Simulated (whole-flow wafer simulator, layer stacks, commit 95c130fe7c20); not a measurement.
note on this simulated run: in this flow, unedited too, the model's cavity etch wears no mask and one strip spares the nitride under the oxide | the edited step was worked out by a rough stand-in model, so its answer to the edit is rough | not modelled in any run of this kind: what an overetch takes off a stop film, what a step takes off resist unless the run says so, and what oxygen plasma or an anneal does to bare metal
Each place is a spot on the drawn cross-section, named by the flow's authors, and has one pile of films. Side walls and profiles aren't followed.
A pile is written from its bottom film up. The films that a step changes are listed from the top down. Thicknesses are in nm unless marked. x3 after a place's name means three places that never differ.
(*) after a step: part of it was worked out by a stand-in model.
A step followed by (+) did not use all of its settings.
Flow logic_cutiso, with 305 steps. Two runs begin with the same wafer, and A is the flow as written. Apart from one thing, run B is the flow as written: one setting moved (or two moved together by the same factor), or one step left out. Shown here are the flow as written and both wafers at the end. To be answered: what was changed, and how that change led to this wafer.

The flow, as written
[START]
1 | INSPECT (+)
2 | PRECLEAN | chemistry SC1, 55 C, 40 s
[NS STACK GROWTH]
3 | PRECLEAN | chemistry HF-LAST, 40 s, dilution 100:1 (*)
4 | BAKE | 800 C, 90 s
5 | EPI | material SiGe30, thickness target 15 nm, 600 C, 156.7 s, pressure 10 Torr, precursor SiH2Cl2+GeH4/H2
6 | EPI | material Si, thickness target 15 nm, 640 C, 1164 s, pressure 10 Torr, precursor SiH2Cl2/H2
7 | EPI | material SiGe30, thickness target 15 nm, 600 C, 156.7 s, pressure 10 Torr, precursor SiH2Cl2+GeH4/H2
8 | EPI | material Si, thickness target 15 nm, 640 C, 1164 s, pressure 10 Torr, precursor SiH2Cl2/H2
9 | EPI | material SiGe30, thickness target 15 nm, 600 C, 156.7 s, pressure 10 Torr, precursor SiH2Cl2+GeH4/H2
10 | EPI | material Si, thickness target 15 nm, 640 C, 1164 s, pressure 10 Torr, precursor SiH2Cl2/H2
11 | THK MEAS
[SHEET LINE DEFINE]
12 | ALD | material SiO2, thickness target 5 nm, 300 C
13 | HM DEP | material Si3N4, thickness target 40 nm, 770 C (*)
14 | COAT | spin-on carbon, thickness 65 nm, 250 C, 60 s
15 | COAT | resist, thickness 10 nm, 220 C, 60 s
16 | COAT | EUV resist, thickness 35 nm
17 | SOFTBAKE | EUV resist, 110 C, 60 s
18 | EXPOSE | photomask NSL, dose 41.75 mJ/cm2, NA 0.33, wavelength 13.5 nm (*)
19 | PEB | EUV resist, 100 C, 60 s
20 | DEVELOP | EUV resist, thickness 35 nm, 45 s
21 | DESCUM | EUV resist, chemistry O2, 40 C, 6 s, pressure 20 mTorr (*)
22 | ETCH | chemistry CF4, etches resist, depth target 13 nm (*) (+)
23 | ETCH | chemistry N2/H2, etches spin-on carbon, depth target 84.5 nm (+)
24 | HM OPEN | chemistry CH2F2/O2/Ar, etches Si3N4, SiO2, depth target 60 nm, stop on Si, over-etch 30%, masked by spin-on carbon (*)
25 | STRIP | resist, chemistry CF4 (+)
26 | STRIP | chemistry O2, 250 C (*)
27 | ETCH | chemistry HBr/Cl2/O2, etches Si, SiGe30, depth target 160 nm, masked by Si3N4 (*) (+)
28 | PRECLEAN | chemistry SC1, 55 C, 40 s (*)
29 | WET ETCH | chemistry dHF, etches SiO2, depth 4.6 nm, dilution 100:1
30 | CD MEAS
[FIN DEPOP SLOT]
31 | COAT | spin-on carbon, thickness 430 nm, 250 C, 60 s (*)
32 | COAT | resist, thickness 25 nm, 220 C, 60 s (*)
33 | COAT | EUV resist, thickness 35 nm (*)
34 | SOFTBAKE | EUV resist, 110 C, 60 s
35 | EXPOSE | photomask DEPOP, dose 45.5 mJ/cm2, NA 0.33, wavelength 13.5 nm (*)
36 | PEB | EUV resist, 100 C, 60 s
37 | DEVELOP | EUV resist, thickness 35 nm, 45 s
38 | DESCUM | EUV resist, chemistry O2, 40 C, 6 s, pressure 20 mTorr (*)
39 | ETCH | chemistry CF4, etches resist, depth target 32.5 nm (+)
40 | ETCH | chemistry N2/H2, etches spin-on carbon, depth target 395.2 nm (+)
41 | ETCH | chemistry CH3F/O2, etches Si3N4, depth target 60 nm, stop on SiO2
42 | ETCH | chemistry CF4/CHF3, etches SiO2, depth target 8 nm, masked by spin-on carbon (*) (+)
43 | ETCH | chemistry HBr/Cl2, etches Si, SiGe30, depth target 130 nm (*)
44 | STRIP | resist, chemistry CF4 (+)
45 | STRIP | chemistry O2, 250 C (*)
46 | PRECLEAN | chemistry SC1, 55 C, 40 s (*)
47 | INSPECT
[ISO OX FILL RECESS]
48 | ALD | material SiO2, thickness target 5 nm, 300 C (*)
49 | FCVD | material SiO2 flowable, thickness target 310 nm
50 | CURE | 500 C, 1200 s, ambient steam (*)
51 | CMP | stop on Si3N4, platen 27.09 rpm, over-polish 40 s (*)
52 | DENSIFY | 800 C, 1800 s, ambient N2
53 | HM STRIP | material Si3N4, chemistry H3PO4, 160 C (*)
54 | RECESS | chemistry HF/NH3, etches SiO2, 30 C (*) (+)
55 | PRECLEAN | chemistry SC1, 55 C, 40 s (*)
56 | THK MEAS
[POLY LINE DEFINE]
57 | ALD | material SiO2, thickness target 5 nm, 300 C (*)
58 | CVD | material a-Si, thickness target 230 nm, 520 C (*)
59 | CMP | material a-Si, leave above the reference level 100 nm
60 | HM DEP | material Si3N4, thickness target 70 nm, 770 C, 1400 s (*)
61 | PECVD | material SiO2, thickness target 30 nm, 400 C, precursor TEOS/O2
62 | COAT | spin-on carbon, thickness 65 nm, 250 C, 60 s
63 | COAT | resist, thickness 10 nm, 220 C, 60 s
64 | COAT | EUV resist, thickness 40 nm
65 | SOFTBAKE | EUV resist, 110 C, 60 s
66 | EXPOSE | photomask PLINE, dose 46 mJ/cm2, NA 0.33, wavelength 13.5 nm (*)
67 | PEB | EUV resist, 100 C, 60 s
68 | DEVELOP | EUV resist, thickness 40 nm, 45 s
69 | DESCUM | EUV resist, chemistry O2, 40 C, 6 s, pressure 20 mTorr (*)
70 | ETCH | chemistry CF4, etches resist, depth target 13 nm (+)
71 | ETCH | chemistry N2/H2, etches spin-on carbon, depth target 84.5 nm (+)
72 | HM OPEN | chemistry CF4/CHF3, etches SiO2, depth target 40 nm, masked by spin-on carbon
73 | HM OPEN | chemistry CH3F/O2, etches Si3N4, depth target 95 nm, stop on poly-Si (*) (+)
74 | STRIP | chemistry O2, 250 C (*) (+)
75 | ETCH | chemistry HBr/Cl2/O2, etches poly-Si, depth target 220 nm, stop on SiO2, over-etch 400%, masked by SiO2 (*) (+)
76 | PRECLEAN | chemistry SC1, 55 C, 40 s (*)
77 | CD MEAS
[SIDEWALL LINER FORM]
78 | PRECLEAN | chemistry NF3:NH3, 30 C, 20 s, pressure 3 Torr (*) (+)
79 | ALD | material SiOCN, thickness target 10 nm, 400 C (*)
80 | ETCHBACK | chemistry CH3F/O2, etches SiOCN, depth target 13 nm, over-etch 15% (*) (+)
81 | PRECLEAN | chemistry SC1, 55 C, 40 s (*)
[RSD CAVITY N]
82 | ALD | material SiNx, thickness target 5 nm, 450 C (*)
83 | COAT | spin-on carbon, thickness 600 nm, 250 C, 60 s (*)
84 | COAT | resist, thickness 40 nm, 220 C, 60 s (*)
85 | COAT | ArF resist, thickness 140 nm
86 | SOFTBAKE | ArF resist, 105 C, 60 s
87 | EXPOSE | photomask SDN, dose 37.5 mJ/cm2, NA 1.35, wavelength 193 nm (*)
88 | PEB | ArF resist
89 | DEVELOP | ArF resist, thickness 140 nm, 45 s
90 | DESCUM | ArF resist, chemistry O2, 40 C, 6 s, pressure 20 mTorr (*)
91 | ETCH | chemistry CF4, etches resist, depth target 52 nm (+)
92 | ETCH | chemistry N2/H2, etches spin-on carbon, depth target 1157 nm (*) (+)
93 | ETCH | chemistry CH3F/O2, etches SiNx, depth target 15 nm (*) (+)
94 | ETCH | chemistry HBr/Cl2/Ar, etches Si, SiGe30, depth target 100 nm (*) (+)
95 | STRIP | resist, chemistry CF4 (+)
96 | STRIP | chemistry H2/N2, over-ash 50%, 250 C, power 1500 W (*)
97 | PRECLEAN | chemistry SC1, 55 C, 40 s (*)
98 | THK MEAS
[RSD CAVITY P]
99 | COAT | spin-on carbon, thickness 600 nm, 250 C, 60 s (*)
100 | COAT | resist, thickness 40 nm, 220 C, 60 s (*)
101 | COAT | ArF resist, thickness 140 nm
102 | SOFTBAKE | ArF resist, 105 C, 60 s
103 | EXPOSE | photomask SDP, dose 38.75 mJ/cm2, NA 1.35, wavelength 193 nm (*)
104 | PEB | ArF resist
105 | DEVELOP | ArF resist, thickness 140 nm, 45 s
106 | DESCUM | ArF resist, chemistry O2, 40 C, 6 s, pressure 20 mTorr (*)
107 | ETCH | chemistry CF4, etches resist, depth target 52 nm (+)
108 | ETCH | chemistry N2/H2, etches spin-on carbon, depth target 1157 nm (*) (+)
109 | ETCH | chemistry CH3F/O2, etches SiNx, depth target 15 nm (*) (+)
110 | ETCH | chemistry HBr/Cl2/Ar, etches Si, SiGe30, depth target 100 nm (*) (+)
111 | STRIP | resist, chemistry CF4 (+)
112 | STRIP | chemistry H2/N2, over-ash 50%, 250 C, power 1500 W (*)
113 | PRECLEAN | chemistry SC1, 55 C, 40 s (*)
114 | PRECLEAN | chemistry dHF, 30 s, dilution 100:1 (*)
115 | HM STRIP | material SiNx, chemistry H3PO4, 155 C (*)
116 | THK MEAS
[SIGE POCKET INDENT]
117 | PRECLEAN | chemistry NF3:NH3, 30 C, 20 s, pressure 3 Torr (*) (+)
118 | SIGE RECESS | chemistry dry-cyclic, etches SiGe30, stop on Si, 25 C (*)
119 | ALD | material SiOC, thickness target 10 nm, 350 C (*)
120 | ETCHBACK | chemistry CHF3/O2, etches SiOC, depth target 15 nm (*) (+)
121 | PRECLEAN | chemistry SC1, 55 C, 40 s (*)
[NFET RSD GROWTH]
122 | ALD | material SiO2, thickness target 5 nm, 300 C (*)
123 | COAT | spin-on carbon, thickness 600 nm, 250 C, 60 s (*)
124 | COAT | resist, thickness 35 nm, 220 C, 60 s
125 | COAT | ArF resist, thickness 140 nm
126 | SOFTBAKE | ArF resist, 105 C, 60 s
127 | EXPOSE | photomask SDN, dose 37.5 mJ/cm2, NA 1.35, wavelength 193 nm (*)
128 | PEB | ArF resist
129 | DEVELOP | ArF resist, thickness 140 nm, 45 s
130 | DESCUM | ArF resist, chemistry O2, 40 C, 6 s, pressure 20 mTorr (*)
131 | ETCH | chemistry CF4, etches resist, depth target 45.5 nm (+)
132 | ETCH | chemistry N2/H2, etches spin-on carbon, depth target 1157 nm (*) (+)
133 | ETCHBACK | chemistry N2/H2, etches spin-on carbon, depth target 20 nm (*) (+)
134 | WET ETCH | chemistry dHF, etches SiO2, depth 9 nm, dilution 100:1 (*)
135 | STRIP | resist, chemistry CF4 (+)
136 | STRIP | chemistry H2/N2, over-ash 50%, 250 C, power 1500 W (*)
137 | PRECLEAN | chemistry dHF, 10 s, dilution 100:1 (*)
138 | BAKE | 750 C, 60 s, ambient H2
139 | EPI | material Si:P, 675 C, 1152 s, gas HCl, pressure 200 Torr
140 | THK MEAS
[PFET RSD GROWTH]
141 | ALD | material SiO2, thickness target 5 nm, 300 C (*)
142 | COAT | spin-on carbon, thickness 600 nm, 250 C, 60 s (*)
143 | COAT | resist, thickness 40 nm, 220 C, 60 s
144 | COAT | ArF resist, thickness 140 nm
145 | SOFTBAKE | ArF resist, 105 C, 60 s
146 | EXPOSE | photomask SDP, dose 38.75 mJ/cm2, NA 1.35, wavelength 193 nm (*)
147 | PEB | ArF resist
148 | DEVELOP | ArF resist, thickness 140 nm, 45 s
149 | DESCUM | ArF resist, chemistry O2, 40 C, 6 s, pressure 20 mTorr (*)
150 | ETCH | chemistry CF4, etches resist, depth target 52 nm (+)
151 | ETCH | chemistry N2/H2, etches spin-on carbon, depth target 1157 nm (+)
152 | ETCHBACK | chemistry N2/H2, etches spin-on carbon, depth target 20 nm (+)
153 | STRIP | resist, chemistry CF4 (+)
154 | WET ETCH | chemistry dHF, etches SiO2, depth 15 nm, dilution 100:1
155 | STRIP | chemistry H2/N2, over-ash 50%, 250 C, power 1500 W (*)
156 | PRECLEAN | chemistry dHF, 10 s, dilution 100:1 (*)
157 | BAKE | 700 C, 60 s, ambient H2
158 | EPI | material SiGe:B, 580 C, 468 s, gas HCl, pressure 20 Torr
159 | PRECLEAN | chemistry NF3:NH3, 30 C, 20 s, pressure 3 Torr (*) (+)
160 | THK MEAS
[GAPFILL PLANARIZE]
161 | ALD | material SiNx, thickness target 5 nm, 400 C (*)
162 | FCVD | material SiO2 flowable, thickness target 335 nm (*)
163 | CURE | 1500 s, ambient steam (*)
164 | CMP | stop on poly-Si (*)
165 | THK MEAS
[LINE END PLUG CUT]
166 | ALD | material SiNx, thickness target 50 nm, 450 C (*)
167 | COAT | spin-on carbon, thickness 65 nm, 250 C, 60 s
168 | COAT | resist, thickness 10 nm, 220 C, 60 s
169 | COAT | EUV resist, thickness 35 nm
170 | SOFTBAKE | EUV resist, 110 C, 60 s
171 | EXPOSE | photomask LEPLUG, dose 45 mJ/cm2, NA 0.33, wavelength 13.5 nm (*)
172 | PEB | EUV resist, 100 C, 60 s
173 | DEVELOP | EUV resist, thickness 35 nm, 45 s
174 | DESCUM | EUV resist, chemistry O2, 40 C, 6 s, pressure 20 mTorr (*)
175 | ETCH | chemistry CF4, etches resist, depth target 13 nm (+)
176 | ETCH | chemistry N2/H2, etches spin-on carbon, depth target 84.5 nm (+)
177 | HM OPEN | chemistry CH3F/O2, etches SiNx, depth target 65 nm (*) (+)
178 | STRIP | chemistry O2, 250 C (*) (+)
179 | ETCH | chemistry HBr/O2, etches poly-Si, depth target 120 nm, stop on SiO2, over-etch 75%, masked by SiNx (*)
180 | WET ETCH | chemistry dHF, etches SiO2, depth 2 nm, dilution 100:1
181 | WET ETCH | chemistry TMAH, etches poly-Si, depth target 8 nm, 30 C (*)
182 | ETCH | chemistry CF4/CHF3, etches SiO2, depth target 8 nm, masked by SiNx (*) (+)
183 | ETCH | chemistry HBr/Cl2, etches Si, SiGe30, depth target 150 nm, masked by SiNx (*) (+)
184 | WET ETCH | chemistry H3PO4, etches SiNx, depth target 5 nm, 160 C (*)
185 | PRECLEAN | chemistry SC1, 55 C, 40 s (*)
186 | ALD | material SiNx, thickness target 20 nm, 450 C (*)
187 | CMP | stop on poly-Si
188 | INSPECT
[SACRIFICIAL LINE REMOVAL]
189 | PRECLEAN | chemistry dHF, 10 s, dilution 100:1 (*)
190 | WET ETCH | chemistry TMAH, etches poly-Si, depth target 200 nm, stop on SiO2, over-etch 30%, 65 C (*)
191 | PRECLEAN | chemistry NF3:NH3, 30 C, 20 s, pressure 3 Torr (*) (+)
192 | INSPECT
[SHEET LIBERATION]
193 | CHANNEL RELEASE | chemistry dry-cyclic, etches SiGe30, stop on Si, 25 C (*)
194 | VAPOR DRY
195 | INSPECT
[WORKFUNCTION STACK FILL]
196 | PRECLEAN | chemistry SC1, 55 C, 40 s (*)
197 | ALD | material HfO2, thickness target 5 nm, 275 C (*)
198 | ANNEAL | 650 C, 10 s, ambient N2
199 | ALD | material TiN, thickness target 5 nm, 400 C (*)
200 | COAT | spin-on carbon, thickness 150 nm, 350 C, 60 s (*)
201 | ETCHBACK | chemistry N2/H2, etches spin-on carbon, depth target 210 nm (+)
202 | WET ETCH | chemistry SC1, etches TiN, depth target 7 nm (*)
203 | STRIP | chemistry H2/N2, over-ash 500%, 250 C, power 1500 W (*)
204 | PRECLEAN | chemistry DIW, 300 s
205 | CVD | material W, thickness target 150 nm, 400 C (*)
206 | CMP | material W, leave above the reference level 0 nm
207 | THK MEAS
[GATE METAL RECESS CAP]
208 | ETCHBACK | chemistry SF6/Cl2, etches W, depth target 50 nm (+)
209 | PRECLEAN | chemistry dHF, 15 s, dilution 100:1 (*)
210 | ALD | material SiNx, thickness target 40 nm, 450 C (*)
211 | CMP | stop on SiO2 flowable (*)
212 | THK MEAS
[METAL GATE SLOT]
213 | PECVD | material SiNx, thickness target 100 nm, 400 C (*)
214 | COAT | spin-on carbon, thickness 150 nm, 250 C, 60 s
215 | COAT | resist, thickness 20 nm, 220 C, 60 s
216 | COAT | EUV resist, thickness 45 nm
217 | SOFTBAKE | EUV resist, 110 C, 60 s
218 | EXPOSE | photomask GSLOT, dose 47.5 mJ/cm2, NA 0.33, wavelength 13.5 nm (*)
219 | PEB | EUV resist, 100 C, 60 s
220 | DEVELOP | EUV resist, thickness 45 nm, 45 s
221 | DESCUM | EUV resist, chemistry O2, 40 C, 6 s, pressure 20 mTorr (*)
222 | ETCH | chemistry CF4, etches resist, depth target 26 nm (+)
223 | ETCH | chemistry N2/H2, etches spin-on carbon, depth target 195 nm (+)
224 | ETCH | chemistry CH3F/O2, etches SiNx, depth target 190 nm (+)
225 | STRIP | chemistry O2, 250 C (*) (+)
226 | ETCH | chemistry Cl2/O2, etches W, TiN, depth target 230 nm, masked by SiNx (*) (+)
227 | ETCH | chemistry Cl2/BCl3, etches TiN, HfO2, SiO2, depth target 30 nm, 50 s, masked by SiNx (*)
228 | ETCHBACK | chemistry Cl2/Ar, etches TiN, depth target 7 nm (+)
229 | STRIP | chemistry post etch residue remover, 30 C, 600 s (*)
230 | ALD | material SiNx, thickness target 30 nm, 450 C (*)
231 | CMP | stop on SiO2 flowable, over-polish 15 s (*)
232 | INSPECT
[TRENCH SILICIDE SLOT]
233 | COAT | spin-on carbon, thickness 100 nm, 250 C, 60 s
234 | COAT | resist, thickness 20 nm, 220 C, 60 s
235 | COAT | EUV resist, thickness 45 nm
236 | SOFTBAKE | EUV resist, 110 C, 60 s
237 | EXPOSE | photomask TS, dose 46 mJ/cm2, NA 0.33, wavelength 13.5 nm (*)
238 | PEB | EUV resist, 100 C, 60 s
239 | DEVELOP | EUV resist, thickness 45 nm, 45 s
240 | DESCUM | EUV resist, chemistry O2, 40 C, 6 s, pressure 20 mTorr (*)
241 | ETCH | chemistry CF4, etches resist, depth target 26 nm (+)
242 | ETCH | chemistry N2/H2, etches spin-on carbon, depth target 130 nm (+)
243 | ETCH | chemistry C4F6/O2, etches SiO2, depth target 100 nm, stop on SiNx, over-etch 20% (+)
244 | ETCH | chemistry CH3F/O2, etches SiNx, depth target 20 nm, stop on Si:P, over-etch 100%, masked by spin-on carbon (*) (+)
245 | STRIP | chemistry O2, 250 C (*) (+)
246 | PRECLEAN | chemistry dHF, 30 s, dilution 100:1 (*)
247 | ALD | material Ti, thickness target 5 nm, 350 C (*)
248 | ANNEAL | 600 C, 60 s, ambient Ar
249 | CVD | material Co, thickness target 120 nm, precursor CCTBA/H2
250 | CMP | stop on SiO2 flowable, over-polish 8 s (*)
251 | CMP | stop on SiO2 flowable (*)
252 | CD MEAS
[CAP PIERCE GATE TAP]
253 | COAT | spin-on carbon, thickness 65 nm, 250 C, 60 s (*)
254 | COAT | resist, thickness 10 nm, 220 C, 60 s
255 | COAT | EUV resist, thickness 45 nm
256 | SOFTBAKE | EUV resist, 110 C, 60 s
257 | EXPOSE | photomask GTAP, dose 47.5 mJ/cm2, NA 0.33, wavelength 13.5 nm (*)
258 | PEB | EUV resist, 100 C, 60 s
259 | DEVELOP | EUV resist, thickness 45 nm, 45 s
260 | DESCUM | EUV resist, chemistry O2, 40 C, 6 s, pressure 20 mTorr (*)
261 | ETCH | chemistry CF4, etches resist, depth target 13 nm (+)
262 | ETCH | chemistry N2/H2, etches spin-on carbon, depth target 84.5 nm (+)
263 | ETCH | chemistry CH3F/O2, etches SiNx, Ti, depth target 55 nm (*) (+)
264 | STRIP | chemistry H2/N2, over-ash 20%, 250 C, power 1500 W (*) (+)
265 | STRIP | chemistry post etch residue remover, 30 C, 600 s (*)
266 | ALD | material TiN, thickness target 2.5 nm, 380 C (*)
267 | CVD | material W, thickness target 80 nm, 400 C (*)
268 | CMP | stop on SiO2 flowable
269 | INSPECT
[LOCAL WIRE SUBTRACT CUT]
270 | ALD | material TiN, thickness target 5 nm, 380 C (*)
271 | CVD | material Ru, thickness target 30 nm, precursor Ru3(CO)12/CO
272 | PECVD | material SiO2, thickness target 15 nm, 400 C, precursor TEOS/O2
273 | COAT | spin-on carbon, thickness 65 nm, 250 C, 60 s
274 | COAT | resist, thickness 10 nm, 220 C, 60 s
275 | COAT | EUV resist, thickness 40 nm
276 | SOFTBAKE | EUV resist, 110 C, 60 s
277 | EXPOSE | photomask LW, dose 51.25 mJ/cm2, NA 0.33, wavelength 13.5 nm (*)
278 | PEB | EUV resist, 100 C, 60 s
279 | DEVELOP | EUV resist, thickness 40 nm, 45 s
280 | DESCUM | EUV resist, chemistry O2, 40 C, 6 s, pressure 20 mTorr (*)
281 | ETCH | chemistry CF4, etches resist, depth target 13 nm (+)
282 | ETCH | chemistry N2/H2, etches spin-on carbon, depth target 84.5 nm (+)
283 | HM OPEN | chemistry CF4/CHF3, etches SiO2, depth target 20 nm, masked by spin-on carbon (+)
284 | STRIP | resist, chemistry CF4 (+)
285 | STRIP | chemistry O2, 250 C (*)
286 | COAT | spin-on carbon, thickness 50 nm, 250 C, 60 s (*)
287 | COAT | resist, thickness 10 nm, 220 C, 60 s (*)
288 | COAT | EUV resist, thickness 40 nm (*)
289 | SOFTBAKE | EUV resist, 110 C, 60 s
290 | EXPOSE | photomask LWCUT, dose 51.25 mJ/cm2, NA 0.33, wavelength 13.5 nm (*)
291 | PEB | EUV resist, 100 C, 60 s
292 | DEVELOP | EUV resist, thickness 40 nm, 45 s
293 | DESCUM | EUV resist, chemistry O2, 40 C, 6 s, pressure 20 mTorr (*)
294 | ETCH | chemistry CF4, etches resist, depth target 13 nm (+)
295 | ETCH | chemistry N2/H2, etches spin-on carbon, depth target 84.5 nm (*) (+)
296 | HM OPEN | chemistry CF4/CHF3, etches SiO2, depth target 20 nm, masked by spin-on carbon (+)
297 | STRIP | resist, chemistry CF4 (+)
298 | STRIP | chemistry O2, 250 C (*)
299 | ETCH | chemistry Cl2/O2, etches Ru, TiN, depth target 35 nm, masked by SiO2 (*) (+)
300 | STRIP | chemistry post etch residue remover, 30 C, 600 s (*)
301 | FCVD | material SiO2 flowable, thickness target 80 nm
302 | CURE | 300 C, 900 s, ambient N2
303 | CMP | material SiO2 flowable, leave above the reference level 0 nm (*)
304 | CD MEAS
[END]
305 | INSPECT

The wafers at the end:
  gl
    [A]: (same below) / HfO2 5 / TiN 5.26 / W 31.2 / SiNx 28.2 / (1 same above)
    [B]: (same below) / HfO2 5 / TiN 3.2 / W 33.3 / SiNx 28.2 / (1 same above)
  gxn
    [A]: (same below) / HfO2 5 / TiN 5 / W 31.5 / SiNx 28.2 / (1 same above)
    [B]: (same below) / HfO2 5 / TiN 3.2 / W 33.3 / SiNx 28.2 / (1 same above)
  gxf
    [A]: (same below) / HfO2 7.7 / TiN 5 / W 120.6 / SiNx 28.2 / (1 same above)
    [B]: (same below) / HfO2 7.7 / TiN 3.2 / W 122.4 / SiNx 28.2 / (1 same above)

Cause: step 199, ALD: thickness target 3.2 nm was run, whereas the flow has thickness target 5 nm.
The wafer lets one read it off: gxn has TiN 3.2, and step 199 as written asks for 5 nm.

Step by step, how the change led to this:
  199 | ALD | material TiN, thickness target 5 nm, 400 C (*)
      depop, dpovl, gxf and 12 more: A +5 TiN (new film) | B +3.2 TiN (new film)
      gl, glp, tap: A +5.26 TiN (new film), +4.49 TiN (new film), -4.49 cavity (all of it), +4.49 TiN (new film), -4.49 cavity (all of it), +4.49 TiN (new film), -4.49 cavity (all of it) | B +3.2 TiN (new film), +4.49 TiN (new film), -4.49 cavity (all of it), +4.49 TiN (new film), -4.49 cavity (all of it), +4.49 TiN (new film), -4.49 cavity (all of it)
      (also at 4 further places)
  200 | COAT | spin-on carbon, thickness 150 nm, 350 C, 60 s (*)
      gl, glp: A +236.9 spin-on carbon (new film) | B +231.7 spin-on carbon (new film)
      gxn, gxp: A +236.9 spin-on carbon (new film) | B +231.3 spin-on carbon (new film)
      (also at 12 further places)
  201 | ETCHBACK | chemistry N2/H2, etches spin-on carbon, depth target 210 nm (+)
      lnr, lnrp: A -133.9 spin-on carbon (all of it) | B -128.7 spin-on carbon (all of it)
      rsdn, rsdw: A -145.8 spin-on carbon (all of it) | B -140.4 spin-on carbon (all of it)
      (also at 7 further places)
  202 | WET ETCH | chemistry SC1, etches TiN, depth target 7 nm (*)
      depop, dpovl, iso and 12 more: A -5 TiN (all of it) | B -3.2 TiN (all of it)
  203 | STRIP | chemistry H2/N2, over-ash 500%, 250 C, power 1500 W (*)
      gl, glp: A -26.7 spin-on carbon (all of it) | B -21.5 spin-on carbon (all of it)
      gxn, gxp: A -26.8 spin-on carbon (all of it) | B -21.2 spin-on carbon (all of it)
      (also at 3 further places)
  226 | ETCH | chemistry Cl2/O2, etches W, TiN, depth target 230 nm, masked by SiNx (*) (+)
      gfld: A -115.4 W (all of it), -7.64 TiN (all of it), -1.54 HfO2 | B -119.9 W (all of it), -3.2 TiN (all of it), -1.54 HfO2
